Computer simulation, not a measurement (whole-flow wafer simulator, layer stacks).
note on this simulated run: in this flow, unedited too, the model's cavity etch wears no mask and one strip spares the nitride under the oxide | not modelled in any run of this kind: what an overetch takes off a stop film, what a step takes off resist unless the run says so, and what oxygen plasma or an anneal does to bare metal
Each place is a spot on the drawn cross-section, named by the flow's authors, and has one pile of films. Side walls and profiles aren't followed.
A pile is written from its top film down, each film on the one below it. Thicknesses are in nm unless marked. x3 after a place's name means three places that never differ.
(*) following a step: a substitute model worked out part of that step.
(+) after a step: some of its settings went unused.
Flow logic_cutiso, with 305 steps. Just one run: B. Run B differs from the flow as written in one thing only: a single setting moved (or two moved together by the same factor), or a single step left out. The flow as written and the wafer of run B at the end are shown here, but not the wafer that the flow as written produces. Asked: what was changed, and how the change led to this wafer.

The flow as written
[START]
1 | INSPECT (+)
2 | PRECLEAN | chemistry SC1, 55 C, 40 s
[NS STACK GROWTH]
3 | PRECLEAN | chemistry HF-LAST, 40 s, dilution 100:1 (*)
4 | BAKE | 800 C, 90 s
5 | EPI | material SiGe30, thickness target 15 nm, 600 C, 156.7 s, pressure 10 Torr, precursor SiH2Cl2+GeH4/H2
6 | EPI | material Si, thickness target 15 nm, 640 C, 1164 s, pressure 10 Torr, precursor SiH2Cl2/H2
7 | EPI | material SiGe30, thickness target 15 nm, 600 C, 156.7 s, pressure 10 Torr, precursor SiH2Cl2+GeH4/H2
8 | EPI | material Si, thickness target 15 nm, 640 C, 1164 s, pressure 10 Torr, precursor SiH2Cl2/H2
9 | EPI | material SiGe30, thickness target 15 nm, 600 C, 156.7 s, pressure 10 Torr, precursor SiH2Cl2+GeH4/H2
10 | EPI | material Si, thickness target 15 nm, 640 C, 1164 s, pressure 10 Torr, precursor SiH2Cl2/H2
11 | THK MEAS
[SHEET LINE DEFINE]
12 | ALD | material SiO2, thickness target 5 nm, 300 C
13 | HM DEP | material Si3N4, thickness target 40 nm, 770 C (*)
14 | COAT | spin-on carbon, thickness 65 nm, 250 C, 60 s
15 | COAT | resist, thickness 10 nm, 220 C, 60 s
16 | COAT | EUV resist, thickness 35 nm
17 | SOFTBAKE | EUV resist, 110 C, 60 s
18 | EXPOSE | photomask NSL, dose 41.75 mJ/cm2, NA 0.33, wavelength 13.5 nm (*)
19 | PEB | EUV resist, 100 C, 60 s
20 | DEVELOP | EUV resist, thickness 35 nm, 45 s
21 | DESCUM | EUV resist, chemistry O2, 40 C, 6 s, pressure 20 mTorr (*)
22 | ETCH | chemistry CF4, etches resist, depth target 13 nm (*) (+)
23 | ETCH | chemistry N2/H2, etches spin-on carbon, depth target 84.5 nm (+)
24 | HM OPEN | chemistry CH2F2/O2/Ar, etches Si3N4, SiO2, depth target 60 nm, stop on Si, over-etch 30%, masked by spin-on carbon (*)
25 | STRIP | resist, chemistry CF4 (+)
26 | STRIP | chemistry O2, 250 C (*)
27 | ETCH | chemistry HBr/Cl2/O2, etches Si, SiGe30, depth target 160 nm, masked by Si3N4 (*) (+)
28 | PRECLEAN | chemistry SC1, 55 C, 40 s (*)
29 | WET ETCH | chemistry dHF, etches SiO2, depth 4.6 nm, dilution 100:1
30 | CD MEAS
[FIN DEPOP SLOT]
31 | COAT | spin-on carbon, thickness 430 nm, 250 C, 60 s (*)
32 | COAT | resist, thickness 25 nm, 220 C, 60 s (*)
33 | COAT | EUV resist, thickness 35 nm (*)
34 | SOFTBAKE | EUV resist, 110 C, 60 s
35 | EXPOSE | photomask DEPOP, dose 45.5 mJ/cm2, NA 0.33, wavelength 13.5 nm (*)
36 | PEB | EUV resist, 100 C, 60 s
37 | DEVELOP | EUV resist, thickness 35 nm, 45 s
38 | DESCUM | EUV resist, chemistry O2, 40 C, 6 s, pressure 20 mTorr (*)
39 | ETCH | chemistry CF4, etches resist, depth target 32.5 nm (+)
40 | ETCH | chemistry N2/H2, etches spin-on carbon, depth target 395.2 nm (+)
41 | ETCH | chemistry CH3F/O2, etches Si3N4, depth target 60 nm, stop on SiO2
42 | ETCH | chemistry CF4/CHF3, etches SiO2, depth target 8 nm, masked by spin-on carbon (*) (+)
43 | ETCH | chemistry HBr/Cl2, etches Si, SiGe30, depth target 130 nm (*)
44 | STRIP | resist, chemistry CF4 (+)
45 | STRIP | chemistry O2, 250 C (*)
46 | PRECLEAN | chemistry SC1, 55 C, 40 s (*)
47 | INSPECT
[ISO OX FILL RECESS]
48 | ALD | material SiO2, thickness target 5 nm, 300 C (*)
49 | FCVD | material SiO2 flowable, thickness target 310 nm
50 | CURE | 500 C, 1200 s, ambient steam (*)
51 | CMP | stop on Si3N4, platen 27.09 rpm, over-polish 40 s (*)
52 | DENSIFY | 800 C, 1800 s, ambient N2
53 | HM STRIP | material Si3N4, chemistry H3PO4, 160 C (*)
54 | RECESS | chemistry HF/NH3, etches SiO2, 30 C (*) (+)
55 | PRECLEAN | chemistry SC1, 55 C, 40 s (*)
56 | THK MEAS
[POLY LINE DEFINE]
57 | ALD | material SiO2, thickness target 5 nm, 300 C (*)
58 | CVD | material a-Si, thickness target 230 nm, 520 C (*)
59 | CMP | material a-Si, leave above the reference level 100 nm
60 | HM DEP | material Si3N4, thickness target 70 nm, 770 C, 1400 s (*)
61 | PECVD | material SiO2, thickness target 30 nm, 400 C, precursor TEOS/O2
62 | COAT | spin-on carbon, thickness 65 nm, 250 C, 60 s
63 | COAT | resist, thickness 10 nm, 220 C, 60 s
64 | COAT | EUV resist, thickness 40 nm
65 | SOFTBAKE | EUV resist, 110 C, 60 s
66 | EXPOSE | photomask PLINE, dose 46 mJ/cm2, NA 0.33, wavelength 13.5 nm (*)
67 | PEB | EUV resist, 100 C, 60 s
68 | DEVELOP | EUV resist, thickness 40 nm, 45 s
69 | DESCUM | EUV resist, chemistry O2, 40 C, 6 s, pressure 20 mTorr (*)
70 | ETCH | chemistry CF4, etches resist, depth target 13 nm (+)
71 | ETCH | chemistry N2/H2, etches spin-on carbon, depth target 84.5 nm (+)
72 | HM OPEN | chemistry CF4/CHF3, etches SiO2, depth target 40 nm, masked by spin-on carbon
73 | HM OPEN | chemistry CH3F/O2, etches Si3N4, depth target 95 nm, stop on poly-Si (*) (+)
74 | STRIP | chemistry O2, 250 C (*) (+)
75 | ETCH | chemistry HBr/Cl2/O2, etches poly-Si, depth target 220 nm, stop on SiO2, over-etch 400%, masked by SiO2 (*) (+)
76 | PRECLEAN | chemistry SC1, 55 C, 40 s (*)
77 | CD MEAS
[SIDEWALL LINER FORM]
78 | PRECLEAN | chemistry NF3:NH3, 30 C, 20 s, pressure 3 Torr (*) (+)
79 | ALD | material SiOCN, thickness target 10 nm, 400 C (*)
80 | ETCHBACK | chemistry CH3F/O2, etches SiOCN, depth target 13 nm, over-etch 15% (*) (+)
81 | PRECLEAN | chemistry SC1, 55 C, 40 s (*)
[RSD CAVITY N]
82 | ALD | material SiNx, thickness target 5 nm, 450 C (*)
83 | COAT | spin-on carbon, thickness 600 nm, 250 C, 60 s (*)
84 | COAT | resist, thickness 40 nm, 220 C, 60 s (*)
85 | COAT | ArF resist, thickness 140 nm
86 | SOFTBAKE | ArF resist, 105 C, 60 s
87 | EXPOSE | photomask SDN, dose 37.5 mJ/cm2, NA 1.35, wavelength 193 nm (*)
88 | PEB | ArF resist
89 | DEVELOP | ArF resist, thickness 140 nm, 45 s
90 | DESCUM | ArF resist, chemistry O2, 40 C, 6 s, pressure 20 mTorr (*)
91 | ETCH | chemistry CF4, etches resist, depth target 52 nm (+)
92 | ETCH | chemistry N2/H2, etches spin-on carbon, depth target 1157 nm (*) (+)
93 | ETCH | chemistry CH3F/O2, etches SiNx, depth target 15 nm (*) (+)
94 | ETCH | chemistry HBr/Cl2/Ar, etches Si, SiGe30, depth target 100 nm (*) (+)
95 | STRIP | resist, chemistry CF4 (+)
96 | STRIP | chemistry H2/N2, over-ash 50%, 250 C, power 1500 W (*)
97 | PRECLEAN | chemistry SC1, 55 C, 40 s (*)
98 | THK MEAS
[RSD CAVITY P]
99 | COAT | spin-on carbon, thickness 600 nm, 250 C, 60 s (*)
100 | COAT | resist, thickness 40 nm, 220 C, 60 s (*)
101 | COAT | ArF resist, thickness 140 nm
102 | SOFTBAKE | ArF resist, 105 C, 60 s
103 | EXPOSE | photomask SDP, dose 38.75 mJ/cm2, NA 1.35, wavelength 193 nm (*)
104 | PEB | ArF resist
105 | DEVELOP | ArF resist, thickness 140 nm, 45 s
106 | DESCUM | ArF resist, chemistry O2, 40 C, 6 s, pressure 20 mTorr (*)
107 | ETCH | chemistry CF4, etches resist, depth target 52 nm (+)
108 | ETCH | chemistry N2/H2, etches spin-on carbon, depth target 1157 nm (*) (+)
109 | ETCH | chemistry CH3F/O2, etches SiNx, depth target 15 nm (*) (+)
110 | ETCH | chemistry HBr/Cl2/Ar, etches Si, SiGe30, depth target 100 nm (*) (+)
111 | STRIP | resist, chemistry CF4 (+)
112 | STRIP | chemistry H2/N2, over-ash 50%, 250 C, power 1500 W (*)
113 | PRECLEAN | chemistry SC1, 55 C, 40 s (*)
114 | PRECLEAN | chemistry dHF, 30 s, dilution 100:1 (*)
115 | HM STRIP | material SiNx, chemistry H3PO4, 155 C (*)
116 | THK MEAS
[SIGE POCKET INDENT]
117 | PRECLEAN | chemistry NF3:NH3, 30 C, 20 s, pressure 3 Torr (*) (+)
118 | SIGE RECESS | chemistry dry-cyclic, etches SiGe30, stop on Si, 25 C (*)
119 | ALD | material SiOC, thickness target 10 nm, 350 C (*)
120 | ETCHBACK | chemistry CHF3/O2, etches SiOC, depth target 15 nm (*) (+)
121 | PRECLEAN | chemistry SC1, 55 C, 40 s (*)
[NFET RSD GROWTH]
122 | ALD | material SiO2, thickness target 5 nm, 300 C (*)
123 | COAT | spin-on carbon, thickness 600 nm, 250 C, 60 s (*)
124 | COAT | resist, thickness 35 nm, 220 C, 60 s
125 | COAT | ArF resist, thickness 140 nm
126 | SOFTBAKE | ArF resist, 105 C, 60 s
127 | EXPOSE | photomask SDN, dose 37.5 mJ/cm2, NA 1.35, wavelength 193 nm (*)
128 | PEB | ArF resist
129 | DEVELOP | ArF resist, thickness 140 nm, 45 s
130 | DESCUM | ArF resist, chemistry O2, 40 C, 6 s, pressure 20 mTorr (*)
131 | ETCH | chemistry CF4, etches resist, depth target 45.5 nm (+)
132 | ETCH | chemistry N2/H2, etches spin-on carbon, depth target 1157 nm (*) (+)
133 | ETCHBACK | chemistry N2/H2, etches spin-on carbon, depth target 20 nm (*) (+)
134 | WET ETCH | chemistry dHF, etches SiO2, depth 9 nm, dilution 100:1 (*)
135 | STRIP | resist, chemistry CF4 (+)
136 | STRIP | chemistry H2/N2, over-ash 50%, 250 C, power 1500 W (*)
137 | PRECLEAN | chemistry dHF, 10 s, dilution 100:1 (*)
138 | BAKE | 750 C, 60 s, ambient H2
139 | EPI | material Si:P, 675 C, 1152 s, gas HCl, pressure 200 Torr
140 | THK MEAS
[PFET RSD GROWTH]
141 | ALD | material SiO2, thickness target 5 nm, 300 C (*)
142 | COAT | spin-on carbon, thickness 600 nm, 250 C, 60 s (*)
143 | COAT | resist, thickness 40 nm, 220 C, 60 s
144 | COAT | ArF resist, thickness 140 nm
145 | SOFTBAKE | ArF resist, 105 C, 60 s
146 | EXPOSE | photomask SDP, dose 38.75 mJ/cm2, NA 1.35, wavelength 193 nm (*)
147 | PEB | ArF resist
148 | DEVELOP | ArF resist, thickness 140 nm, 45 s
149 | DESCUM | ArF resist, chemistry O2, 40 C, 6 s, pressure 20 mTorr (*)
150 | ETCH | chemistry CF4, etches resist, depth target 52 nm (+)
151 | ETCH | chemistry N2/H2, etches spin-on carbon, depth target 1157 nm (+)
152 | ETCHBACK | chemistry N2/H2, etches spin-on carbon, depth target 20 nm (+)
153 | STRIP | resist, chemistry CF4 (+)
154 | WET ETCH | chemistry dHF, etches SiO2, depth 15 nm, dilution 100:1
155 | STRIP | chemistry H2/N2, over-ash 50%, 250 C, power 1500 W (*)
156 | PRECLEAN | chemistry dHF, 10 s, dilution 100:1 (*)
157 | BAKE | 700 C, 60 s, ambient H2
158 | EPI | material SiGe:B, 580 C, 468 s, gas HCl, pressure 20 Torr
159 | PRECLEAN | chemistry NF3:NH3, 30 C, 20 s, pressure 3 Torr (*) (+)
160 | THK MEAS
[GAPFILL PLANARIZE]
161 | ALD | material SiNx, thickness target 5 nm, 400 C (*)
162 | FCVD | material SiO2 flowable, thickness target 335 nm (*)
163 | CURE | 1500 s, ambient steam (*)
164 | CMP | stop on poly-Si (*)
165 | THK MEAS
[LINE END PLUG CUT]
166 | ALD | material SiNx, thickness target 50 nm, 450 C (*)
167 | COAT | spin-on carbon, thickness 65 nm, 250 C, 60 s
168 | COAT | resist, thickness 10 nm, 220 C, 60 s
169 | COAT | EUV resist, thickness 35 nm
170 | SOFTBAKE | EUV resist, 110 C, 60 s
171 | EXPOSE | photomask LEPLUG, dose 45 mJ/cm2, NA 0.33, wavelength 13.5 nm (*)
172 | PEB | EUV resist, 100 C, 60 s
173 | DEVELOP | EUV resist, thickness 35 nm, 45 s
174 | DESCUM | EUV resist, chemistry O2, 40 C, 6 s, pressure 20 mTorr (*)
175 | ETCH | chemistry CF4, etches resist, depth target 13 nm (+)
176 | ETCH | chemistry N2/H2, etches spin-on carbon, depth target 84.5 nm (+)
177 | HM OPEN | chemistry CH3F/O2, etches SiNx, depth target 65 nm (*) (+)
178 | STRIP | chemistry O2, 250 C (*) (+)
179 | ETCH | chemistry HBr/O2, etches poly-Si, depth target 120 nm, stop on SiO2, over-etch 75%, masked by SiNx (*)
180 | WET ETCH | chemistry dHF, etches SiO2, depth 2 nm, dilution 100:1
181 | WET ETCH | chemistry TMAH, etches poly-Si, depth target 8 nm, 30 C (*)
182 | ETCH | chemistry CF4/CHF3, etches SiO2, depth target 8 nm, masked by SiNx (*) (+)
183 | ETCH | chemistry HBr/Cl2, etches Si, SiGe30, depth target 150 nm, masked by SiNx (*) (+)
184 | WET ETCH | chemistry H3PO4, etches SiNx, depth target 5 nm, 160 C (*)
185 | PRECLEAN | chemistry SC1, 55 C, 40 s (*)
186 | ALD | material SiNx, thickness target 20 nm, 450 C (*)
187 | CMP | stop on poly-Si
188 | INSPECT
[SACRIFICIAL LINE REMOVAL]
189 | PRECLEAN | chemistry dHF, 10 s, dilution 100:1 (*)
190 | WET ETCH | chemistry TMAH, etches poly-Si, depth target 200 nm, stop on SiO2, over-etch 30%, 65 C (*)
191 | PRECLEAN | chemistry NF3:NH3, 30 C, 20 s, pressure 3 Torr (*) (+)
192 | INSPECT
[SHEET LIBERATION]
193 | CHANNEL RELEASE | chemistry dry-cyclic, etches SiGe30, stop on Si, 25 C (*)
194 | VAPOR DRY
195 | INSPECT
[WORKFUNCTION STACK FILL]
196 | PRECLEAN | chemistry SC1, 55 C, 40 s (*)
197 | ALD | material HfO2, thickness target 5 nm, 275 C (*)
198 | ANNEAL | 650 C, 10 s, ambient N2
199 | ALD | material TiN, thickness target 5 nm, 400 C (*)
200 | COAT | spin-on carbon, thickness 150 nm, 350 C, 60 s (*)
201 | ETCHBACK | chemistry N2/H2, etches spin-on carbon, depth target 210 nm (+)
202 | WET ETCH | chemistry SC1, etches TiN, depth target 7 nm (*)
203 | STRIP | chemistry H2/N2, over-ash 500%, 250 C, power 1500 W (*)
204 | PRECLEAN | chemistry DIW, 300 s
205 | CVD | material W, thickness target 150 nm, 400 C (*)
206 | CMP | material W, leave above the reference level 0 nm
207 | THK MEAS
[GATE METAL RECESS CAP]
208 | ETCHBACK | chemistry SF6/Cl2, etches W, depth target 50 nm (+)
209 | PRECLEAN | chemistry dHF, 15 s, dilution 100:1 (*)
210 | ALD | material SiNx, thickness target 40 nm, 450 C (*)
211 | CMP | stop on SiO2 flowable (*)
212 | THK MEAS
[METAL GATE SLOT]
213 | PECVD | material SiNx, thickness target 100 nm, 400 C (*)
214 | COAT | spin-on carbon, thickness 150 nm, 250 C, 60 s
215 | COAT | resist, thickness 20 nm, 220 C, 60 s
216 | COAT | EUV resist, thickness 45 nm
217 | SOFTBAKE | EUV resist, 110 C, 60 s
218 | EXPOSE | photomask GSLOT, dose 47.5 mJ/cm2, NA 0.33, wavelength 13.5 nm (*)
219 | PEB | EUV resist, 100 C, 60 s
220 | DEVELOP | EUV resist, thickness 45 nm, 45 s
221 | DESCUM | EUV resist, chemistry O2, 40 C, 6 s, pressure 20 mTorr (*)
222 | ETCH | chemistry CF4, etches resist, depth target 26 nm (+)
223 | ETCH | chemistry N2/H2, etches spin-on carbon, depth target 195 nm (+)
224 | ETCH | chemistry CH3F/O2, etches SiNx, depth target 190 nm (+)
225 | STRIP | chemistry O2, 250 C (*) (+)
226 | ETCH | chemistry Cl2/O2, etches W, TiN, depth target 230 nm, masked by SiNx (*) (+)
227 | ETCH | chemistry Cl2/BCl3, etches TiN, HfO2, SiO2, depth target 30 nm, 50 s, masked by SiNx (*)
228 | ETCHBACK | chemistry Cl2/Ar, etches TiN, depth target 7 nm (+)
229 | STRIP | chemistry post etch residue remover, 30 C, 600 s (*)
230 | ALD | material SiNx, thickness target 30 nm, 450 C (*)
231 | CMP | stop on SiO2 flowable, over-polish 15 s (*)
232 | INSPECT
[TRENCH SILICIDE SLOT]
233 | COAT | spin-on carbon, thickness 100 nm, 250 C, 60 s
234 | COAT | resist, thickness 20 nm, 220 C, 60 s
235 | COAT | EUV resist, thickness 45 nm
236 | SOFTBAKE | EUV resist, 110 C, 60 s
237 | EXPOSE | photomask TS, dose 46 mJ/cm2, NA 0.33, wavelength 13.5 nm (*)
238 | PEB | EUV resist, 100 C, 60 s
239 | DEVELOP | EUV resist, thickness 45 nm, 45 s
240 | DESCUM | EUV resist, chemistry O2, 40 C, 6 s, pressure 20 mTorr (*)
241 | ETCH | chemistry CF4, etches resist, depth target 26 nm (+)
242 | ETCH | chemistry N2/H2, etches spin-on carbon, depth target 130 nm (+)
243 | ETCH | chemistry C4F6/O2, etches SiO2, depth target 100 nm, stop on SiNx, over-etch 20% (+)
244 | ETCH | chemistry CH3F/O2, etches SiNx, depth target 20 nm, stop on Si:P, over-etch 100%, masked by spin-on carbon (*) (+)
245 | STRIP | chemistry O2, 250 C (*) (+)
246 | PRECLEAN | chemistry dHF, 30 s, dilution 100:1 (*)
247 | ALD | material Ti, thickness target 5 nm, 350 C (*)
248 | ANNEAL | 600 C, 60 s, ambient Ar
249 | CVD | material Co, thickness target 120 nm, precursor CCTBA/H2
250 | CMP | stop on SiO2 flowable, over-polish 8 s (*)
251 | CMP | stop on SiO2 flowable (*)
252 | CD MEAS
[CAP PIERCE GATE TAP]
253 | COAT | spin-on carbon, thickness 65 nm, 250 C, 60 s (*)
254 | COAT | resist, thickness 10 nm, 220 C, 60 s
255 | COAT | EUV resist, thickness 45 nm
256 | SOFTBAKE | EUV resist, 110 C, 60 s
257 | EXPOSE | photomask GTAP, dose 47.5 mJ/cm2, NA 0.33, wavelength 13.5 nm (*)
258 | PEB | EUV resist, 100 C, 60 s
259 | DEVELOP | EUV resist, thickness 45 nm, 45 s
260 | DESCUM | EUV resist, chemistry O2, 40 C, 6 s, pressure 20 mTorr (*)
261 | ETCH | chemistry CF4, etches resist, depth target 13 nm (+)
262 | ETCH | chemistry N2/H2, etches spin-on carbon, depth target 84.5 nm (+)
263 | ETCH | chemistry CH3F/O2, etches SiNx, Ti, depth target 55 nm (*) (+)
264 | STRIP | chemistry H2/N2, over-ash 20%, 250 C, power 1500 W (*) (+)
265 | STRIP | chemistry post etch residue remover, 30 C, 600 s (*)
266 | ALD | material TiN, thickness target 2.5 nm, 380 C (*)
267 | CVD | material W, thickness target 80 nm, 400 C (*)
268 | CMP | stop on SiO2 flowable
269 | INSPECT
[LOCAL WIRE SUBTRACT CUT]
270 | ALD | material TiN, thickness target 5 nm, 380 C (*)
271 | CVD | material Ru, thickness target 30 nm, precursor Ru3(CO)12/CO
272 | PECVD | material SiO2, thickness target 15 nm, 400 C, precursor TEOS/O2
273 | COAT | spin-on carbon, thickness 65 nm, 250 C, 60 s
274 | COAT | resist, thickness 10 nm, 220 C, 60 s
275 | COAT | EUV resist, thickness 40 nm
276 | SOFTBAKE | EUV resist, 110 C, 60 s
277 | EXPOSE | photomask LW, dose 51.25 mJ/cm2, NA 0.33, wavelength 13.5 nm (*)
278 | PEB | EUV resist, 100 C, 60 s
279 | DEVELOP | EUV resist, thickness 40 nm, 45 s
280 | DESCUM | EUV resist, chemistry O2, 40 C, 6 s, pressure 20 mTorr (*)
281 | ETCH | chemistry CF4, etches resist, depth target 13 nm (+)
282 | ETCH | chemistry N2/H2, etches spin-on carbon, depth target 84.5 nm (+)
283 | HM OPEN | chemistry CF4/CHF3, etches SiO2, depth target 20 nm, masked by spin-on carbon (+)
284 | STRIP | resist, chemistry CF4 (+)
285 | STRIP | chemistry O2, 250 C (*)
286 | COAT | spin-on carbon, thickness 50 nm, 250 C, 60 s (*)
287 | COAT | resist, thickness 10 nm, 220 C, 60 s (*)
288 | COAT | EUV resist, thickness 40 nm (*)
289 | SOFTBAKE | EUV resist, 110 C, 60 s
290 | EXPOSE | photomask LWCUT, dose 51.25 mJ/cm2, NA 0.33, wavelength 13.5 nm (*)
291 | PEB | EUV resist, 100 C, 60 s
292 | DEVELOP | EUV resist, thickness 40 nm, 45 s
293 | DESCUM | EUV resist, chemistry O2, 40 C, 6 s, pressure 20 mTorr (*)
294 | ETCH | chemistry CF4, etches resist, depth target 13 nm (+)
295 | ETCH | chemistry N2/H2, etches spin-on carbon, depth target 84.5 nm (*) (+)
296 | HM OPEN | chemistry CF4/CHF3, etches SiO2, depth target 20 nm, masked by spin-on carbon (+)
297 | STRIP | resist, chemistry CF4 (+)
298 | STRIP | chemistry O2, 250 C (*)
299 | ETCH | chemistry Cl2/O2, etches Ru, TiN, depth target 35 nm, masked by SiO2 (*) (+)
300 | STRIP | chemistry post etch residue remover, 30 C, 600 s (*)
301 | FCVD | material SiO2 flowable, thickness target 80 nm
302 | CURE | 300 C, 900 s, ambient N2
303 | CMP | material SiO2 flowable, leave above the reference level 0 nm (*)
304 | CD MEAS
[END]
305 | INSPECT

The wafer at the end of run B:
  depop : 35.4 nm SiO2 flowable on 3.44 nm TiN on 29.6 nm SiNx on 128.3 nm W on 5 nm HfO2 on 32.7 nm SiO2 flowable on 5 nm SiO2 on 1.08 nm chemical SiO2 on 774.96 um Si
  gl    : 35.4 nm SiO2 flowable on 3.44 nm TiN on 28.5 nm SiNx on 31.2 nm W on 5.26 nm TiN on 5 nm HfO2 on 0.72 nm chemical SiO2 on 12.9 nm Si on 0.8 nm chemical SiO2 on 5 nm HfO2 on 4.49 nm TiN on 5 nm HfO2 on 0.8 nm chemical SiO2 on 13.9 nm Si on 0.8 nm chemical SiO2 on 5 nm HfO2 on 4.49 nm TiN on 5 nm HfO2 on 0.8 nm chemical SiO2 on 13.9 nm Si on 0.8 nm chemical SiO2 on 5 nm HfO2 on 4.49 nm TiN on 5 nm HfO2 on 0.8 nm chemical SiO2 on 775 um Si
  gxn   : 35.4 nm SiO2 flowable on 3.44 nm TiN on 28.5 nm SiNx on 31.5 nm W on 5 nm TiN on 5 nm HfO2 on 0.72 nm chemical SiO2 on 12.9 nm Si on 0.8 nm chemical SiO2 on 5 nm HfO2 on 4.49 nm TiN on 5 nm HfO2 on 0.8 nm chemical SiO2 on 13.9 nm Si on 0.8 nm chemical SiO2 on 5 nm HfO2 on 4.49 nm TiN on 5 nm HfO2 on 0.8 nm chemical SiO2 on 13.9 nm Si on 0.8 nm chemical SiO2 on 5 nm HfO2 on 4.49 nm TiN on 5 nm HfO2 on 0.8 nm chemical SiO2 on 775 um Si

What caused this: step 271, CVD: thickness target 33.8 nm was run, while the flow as written has thickness target 30 nm.

How this came from the change, step by step:
  271 | CVD | material Ru, thickness target 30 nm, precursor Ru3(CO)12/CO
      depop, dpovl, gfld and 19 more: Ru gains 33.8 (new film) (it would be, as written: Ru gains 30 (new film))
  299 | ETCH | chemistry Cl2/O2, etches Ru, TiN, depth target 35 nm, masked by SiO2 (*) (+)
      depop, dpovl, gfld and 14 more: Ru loses 33.4 (all of it), TiN loses 1.56 (it would be, as written: Ru loses 29.6 (all of it), TiN loses 5 (all of it))
      rsdw: Ru loses 33.4 (all of it), TiN loses 1.55 (it would be, as written: Ru loses 29.6 (all of it), TiN loses 5 (all of it))
  301 | FCVD | material SiO2 flowable, thickness target 80 nm
      iso, rsdx: SiO2 flowable gains 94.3 (new film) (it would be, as written: SiO2 flowable gains 94.2)
Taking metal films that touch as one body, depop has 2 bodies (between them, from the top down: SiNx 29.6); the flow as written gives 1 body.
Taking metal films that touch as one body, gl has 5 bodies (between them, from the top down: SiNx 28.5; HfO2 5 / chemical SiO2 0.72 / Si 12.9 / chemical SiO2 0.8 / HfO2 5; HfO2 5 / chemical SiO2 0.8 / Si 13.9 / chemical SiO2 0.8 / HfO2 5; HfO2 5 / chemical SiO2 0.8 / Si 13.9 / chemical SiO2 0.8 / HfO2 5); the flow as written gives 4 bodies (between them, from the top down: HfO2 5 / chemical SiO2 0.72 / Si 12.9 / chemical SiO2 0.8 / HfO2 5; HfO2 5 / chemical SiO2 0.8 / Si 13.9 / chemical SiO2 0.8 / HfO2 5; HfO2 5 / chemical SiO2 0.8 / Si 13.9 / chemical SiO2 0.8 / HfO2 5).
Taking metal films that touch as one body, gxn has 5 bodies (between them, from the top down: SiNx 28.5; HfO2 5 / chemical SiO2 0.72 / Si 12.9 / chemical SiO2 0.8 / HfO2 5; HfO2 5 / chemical SiO2 0.8 / Si 13.9 / chemical SiO2 0.8 / HfO2 5; HfO2 5 / chemical SiO2 0.8 / Si 13.9 / chemical SiO2 0.8 / HfO2 5); the flow as written gives 4 bodies (between them, from the top down: HfO2 5 / chemical SiO2 0.72 / Si 12.9 / chemical SiO2 0.8 / HfO2 5; HfO2 5 / chemical SiO2 0.8 / Si 13.9 / chemical SiO2 0.8 / HfO2 5; HfO2 5 / chemical SiO2 0.8 / Si 13.9 / chemical SiO2 0.8 / HfO2 5).
